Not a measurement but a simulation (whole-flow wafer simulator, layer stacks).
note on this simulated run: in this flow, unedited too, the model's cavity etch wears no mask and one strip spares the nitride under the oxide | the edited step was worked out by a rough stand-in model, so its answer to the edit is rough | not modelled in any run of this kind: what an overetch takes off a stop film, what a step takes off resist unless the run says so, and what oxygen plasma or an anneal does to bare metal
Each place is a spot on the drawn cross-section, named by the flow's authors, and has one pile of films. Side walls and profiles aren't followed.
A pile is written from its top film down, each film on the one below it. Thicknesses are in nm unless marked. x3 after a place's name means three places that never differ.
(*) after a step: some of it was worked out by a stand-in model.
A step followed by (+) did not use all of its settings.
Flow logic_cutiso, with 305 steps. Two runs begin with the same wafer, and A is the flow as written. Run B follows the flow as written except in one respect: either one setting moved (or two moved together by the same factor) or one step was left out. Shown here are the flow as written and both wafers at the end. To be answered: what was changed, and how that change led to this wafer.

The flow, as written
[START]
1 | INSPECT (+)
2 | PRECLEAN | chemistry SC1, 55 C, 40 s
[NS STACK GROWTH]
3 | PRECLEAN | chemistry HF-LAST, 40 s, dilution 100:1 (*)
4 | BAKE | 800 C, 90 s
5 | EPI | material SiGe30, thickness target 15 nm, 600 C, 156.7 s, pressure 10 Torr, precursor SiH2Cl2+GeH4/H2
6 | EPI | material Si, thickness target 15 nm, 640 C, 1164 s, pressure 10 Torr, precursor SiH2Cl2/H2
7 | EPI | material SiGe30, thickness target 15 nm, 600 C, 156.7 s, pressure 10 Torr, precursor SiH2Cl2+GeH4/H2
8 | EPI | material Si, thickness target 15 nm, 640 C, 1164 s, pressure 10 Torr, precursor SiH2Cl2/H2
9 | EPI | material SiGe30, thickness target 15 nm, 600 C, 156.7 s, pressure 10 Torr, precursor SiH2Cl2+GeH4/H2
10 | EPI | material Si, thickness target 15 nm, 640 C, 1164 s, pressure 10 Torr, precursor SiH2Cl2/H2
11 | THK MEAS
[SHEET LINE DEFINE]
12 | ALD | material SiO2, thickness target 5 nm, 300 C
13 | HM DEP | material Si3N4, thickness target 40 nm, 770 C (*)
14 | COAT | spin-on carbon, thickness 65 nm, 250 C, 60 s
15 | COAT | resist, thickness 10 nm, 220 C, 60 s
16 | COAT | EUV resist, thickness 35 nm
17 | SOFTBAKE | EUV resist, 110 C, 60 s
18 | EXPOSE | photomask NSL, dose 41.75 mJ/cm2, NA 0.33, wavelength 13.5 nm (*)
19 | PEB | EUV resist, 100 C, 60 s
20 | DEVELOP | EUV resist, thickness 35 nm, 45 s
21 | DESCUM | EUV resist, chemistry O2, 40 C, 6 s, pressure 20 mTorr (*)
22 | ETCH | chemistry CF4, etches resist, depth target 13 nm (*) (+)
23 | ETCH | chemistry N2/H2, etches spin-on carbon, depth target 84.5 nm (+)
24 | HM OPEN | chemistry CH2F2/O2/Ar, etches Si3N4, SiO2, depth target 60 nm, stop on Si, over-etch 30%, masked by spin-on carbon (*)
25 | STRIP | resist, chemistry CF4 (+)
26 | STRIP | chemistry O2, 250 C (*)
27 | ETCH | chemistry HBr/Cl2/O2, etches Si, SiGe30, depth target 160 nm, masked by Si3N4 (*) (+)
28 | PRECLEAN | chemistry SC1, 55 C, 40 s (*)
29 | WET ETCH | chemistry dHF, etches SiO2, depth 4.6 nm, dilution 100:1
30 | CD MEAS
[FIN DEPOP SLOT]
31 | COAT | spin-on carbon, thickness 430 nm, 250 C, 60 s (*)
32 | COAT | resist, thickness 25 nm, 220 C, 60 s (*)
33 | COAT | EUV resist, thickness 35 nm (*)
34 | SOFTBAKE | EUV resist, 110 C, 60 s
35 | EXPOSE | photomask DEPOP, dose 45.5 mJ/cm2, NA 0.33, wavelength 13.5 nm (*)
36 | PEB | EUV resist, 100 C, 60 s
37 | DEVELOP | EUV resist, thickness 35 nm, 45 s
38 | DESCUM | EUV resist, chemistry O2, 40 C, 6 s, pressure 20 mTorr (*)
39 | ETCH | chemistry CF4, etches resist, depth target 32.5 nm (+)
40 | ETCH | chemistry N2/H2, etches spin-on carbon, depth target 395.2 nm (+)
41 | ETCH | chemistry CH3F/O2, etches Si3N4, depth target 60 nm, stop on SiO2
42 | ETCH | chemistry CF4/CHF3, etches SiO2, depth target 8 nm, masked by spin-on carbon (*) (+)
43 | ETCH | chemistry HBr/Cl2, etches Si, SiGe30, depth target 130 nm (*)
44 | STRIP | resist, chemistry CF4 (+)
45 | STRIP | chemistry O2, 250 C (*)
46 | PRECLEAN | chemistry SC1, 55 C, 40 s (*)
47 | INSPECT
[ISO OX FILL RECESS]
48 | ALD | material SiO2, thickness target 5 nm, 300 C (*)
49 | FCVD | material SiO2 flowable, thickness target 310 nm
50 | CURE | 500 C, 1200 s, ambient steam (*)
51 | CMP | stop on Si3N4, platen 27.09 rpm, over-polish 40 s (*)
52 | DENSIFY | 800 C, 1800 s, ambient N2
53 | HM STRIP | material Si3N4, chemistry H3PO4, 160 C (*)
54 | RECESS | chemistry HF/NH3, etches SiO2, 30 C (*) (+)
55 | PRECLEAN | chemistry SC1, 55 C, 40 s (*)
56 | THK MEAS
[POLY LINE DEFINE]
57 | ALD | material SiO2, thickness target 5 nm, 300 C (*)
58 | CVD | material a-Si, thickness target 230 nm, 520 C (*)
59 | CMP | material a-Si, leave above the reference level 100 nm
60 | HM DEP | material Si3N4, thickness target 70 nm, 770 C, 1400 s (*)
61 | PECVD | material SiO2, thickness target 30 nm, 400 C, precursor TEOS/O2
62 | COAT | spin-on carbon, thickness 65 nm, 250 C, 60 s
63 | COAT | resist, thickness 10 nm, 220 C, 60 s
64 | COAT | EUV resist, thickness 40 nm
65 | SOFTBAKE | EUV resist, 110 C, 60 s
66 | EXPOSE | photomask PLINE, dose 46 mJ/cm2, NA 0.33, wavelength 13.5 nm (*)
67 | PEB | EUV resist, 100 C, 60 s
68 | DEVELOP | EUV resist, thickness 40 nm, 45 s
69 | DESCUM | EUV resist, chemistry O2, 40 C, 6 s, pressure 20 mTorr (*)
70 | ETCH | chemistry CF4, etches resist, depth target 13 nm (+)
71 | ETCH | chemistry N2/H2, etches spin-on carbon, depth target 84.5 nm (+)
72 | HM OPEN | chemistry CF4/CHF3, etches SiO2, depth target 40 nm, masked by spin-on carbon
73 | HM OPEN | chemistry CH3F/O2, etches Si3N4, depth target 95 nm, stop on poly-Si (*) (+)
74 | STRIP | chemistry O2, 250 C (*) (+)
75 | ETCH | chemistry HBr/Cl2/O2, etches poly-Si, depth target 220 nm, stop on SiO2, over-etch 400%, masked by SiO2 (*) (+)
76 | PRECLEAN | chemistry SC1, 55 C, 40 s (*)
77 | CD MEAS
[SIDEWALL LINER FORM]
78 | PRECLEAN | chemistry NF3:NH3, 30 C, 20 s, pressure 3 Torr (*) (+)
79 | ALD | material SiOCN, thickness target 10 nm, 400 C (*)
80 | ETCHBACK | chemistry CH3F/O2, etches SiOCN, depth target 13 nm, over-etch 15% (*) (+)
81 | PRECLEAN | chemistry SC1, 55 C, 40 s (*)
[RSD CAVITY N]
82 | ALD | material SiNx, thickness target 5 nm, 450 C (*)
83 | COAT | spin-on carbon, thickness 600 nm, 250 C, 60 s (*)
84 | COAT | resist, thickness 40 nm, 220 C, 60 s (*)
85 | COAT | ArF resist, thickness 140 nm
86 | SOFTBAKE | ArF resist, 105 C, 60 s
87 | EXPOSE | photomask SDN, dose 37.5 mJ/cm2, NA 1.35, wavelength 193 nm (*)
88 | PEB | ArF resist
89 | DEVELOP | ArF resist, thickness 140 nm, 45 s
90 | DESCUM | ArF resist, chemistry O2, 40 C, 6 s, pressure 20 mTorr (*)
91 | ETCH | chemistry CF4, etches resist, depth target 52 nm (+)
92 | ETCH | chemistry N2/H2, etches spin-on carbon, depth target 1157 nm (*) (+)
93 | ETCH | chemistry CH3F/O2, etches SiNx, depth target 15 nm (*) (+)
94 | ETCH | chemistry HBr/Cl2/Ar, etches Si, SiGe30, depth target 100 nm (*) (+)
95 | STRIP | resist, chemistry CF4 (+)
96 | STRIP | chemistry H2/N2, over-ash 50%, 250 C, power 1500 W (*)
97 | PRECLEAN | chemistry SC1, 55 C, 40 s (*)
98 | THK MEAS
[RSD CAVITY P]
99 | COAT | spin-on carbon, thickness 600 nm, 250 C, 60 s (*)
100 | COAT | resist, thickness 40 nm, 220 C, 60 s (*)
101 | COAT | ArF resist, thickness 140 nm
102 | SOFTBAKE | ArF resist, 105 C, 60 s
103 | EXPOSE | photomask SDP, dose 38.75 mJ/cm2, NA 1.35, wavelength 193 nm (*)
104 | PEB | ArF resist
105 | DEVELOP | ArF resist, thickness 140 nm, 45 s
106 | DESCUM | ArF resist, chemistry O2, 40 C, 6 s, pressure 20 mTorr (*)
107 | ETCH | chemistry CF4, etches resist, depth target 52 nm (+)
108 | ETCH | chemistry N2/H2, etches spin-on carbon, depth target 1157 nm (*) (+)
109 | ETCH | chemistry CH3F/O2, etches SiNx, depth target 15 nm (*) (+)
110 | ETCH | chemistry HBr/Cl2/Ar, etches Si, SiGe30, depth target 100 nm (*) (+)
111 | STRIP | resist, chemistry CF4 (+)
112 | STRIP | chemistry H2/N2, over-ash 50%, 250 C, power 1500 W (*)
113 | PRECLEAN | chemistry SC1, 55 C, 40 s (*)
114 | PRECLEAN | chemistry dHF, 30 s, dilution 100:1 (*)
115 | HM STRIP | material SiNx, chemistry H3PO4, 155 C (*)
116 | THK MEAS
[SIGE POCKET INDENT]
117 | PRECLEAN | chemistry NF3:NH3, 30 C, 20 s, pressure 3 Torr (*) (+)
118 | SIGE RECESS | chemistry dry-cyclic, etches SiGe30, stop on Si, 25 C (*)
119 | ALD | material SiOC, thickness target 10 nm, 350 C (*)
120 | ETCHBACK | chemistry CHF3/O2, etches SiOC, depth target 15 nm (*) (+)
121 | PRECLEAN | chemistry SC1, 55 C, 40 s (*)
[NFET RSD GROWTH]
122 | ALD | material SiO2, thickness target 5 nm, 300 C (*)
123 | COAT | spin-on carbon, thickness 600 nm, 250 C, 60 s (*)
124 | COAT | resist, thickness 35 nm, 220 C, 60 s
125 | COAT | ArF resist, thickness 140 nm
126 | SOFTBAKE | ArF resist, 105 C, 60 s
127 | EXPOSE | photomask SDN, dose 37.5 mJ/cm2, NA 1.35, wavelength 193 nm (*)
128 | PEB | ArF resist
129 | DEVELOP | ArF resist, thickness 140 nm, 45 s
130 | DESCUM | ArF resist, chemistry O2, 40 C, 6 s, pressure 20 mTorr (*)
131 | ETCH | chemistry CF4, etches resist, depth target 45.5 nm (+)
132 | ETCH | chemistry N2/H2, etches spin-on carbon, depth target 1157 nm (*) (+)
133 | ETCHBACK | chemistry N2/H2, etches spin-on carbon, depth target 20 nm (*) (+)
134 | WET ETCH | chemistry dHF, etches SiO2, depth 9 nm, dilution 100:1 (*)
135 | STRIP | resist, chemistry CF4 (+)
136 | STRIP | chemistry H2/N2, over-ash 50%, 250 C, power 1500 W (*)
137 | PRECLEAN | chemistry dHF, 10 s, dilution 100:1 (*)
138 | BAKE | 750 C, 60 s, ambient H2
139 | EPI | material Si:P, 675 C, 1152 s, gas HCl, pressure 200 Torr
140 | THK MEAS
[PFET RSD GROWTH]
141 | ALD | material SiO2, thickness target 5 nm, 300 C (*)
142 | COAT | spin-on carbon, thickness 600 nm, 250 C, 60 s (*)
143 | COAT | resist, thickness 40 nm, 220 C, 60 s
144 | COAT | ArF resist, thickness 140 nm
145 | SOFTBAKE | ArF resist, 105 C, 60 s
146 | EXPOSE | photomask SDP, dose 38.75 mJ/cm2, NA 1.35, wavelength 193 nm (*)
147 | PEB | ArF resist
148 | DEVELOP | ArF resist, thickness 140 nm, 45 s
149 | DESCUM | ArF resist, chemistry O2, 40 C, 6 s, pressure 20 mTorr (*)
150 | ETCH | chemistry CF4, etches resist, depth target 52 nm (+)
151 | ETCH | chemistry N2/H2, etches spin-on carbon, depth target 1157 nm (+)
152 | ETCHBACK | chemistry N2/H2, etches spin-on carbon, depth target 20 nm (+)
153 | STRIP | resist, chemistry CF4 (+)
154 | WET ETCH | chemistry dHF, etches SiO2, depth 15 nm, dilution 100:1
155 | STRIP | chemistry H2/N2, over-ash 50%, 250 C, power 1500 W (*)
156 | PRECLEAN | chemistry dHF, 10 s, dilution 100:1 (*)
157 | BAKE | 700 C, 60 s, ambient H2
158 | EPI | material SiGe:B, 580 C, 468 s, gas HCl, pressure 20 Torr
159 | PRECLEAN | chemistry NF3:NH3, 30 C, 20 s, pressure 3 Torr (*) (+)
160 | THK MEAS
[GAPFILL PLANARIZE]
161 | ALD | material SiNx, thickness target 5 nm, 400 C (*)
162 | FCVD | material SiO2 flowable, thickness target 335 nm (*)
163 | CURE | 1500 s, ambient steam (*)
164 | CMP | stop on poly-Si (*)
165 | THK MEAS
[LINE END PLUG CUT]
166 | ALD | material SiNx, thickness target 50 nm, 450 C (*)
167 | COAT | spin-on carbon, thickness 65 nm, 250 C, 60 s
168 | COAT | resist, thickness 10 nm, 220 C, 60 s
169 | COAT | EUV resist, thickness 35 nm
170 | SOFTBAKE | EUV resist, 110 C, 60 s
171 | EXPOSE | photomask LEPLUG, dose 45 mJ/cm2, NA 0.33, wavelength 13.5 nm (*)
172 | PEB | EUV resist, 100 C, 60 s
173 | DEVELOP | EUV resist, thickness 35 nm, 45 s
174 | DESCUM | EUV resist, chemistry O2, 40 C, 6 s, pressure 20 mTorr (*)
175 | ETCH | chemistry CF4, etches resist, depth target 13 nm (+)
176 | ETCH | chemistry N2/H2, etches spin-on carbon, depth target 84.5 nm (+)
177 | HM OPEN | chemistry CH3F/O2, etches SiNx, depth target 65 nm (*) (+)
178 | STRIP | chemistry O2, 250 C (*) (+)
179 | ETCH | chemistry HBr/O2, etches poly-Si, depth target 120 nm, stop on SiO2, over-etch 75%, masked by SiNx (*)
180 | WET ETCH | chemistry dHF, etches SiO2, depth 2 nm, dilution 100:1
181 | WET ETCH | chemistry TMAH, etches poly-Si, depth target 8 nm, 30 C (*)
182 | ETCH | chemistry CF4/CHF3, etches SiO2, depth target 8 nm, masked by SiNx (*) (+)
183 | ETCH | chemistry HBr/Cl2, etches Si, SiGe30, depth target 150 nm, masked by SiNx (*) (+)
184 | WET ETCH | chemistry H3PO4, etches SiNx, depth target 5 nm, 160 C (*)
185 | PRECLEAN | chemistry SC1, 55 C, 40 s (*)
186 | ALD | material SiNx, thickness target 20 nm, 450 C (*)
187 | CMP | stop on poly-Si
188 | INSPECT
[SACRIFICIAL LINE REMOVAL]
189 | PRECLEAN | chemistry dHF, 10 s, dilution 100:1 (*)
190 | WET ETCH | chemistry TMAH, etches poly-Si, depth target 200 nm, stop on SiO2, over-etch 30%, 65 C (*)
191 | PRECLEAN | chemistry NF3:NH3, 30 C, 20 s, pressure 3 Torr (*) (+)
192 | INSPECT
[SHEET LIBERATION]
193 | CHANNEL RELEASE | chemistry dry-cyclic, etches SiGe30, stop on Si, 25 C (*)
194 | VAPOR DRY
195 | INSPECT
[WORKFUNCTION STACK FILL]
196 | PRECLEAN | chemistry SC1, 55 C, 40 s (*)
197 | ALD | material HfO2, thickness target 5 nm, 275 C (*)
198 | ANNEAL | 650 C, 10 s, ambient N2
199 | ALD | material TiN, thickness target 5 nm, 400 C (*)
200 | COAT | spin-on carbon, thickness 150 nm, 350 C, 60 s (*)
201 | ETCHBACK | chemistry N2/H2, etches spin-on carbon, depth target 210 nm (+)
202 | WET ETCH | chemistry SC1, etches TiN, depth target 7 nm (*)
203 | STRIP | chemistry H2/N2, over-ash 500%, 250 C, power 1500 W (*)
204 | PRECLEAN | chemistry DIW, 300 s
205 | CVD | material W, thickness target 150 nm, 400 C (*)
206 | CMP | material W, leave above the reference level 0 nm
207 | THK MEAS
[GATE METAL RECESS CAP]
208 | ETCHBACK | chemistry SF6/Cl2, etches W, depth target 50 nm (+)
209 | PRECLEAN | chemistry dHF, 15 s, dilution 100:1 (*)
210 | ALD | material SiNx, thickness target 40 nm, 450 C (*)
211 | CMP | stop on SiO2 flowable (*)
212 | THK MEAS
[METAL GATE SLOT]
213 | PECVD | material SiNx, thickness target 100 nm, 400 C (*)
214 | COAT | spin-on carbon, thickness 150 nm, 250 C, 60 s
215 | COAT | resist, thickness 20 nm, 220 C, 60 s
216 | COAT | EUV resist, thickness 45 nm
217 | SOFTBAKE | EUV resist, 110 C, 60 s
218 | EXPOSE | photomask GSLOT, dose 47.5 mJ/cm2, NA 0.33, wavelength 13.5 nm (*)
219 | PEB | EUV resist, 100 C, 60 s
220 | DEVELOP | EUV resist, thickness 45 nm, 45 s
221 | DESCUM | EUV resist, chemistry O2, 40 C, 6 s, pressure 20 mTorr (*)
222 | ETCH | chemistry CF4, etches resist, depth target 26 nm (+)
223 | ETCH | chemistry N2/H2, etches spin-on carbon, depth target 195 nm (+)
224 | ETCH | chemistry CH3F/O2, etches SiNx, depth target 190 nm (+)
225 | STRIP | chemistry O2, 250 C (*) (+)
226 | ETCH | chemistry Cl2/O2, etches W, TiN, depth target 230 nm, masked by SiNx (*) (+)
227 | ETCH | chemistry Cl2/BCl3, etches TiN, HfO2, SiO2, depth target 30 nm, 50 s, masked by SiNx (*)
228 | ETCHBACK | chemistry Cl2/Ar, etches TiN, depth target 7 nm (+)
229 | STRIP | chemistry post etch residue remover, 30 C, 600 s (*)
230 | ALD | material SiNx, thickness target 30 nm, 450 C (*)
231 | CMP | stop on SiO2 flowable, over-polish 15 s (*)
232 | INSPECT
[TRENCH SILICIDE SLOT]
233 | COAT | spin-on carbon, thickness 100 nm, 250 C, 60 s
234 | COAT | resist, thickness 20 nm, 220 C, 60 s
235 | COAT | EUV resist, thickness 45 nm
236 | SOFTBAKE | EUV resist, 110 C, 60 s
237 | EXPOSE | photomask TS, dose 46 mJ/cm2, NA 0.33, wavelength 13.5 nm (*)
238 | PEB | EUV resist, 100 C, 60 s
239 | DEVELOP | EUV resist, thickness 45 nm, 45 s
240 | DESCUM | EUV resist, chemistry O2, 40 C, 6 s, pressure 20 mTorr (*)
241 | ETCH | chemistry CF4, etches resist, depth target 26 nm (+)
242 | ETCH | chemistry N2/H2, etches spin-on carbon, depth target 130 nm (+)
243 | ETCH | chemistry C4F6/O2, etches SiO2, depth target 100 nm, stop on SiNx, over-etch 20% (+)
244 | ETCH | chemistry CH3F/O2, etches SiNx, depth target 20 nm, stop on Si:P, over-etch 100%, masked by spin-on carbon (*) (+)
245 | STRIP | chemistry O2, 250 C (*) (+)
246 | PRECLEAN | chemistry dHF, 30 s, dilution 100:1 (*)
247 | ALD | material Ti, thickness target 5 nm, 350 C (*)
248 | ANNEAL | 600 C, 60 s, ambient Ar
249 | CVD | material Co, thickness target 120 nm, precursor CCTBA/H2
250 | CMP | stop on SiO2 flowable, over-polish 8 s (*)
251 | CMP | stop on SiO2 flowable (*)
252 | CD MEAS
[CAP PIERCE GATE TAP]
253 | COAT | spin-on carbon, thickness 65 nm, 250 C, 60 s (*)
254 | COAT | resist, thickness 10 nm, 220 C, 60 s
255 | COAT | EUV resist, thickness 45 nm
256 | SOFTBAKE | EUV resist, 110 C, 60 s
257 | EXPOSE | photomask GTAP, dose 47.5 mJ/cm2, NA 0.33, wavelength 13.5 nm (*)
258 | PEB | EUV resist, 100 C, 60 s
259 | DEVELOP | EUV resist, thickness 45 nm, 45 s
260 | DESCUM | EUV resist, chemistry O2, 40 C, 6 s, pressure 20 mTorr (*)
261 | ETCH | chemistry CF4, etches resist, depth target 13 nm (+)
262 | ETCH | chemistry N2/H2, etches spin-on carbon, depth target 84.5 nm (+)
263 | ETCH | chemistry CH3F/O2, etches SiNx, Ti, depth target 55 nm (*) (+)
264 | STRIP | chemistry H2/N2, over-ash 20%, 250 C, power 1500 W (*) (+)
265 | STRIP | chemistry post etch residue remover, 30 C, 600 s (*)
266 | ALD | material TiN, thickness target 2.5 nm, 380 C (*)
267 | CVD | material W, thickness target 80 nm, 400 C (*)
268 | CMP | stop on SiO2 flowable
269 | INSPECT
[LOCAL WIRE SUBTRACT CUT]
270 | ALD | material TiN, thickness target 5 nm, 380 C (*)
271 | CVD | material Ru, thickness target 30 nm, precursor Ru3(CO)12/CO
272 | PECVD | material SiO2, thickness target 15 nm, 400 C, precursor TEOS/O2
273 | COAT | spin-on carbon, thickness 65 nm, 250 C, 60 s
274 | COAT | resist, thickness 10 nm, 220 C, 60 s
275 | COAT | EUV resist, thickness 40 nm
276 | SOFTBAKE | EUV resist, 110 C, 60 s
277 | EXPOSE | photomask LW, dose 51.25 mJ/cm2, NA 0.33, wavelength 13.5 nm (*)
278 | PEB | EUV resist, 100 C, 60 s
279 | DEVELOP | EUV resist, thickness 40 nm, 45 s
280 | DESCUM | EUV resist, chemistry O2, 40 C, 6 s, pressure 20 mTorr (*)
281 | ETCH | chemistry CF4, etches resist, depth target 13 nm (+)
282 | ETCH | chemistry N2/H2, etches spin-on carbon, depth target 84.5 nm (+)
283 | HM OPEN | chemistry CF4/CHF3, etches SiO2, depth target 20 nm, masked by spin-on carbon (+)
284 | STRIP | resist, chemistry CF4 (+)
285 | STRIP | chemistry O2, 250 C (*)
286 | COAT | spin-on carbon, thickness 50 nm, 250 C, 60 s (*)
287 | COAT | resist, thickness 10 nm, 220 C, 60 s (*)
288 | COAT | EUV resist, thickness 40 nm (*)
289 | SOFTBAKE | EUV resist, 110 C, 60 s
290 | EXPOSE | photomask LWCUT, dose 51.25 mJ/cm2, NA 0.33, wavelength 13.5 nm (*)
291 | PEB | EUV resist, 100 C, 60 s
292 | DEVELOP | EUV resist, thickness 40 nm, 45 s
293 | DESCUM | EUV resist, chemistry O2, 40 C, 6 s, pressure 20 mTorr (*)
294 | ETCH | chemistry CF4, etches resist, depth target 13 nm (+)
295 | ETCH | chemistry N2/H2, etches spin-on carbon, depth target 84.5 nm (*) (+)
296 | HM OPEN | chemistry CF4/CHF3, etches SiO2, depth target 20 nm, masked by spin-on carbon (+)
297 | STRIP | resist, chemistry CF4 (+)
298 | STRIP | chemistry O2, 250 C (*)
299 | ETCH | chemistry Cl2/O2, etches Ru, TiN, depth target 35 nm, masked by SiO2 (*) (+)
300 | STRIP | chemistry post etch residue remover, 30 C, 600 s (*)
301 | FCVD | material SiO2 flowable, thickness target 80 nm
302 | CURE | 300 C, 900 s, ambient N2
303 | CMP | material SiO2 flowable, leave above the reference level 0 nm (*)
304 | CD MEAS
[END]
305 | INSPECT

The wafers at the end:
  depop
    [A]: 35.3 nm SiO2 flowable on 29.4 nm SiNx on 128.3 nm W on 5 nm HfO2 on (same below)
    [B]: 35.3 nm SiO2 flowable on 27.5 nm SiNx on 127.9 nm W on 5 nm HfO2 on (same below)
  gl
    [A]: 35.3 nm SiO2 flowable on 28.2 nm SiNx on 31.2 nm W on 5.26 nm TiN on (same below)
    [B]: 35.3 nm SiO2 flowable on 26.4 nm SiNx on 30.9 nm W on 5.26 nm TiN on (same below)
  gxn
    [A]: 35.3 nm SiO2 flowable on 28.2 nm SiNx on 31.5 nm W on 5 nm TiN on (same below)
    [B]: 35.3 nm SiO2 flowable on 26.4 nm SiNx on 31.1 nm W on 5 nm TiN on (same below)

Cause: step 162, FCVD: thickness target 485.8 nm was run, whereas the flow has thickness target 335 nm.

Step by step, how the change led to this:
  162 | FCVD | material SiO2 flowable, thickness target 335 nm (*)
      depop, dpovl, isow, ns, nsgap: A SiO2 flowable gains 335 (new film) | B SiO2 flowable gains 485.8 (new film)
      rsdn, rsdp, rsdw, rsdx: A SiO2 flowable gains 423.9 (new film) | B SiO2 flowable gains 574.7 (new film)
      (as well as at 13 more places)
  163 | CURE | 1500 s, ambient steam (*)
      depop, dpovl, isow, ns, nsgap: A SiO2 flowable loses 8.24 | B SiO2 flowable loses 10.4
      gfld, iso, lnri: A SiO2 flowable loses 7.46 | B SiO2 flowable loses 9.83
      (as well as at 14 more places)
  164 | CMP | stop on poly-Si (*)
      depop, dpovl, isow, ns, nsgap: A SiO2 flowable loses 326.8 (all of it), SiNx loses 5 (all of it), SiO2 loses 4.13 (all of it), Si3N4 loses 70 (all of it) | B SiO2 flowable loses 475.4 (all of it), SiNx loses 5 (all of it), SiO2 loses 4.13 (all of it), Si3N4 loses 70 (all of it)
      iso, rsdn, rsdp, rsdx: A SiO2 flowable loses 331 | B SiO2 flowable loses 479.4
      (as well as at 13 more places)
  209 | PRECLEAN | chemistry dHF, 15 s, dilution 100:1 (*)
      iso: A SiO2 flowable loses 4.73 | B SiO2 flowable loses 5.36
  211 | CMP | stop on SiO2 flowable (*)
      depop, dpovl, isow, ns, nsgap: A SiNx loses 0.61 | B SiNx loses 1.11
  246 | PRECLEAN | chemistry dHF, 30 s, dilution 100:1 (*)
      iso: A SiO2 flowable loses 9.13 | B SiO2 flowable loses 10.5
      rsdx: A SiO2 flowable loses 8.73 | B SiO2 flowable loses 9.63
  250 | CMP | stop on SiO2 flowable, over-polish 8 s (*)
      rsdx: A Co loses 127.9 (all of it) | B Co loses 127.1
  251 | CMP | stop on SiO2 flowable (*)
      rsdx: A Ti loses 5 (all of it) | B Co loses 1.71 (all of it), Ti loses 3.93
      iso: A Co loses 1.22 (all of it), Ti loses 4.34 | B Co loses 2.58 (all of it), Ti loses 3.07
  265 | STRIP | chemistry post etch residue remover, 30 C, 600 s (*)
      rsdx: A nothing | B Ti loses 1.07 (all of it)
      iso: A Ti loses 0.66 (all of it) | B Ti loses 1.93 (all of it)
  268 | CMP | stop on SiO2 flowable
      depop, dpovl, gfld and 9 more: A W loses 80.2 (all of it), TiN loses 2.5 (all of it), SiNx loses 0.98 | B W loses 80.2 (all of it), TiN loses 2.5 (all of it), SiNx loses 2.34
      lnr, lnri, lnrp, lnrt: A W loses 80 (all of it), TiN loses 2.5 (all of it), SiOCN loses 1.22 | B W loses 80 (all of it), TiN loses 2.5 (all of it), SiOCN loses 2.58
      (as well as at 3 more places)
